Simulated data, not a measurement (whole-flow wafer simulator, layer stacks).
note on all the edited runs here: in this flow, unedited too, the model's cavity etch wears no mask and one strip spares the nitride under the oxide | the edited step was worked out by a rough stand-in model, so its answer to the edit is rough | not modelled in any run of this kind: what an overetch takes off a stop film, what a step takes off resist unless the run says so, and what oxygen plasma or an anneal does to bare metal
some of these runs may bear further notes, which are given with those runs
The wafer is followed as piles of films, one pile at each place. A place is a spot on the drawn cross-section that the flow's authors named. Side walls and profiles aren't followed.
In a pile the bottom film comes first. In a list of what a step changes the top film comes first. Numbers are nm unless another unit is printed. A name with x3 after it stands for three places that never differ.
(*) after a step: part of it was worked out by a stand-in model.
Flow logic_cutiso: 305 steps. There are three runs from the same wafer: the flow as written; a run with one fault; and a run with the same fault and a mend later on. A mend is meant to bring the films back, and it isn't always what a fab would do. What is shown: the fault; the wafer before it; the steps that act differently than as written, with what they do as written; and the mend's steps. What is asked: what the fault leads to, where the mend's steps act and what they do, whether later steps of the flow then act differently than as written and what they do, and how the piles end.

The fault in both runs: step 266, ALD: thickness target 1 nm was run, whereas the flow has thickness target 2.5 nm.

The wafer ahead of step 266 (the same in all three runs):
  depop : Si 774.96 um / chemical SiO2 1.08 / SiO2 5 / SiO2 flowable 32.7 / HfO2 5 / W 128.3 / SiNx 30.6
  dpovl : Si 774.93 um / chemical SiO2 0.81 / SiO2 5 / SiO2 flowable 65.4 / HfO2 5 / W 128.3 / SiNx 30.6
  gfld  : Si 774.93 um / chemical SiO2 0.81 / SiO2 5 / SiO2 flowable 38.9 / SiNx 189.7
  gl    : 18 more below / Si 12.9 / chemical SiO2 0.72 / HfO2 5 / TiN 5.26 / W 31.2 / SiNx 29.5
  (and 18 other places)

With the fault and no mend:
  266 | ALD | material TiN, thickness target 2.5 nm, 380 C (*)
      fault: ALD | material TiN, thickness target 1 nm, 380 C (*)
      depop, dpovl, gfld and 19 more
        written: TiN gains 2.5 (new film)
        fault: TiN gains 1 (new film)
  Steps further on in the flow that do not act as written:
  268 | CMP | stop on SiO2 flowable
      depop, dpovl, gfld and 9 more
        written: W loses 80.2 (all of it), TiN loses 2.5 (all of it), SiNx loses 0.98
        fault: W loses 80.2 (all of it), TiN loses 1 (all of it), SiNx loses 0.98
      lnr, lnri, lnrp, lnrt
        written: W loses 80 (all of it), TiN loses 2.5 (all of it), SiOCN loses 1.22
        fault: W loses 80 (all of it), TiN loses 1 (all of it), SiOCN loses 1.22
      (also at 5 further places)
  By the end, the piles at tap depart from the flow's by more than 2% or 0.5 nm, whichever is larger.
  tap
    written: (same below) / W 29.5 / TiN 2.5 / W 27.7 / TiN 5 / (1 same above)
    fault: (same below) / W 29.5 / TiN 1 / W 29.2 / TiN 5 / (1 same above)

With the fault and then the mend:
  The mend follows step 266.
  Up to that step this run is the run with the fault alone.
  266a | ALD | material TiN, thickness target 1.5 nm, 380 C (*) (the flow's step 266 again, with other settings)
      depop, dpovl, gfld and 19 more
        TiN gains 1.5
  None of the later steps of the flow acts differently than as written at any place that is followed.
  The piles end the same as the flow's at every place that both follow.
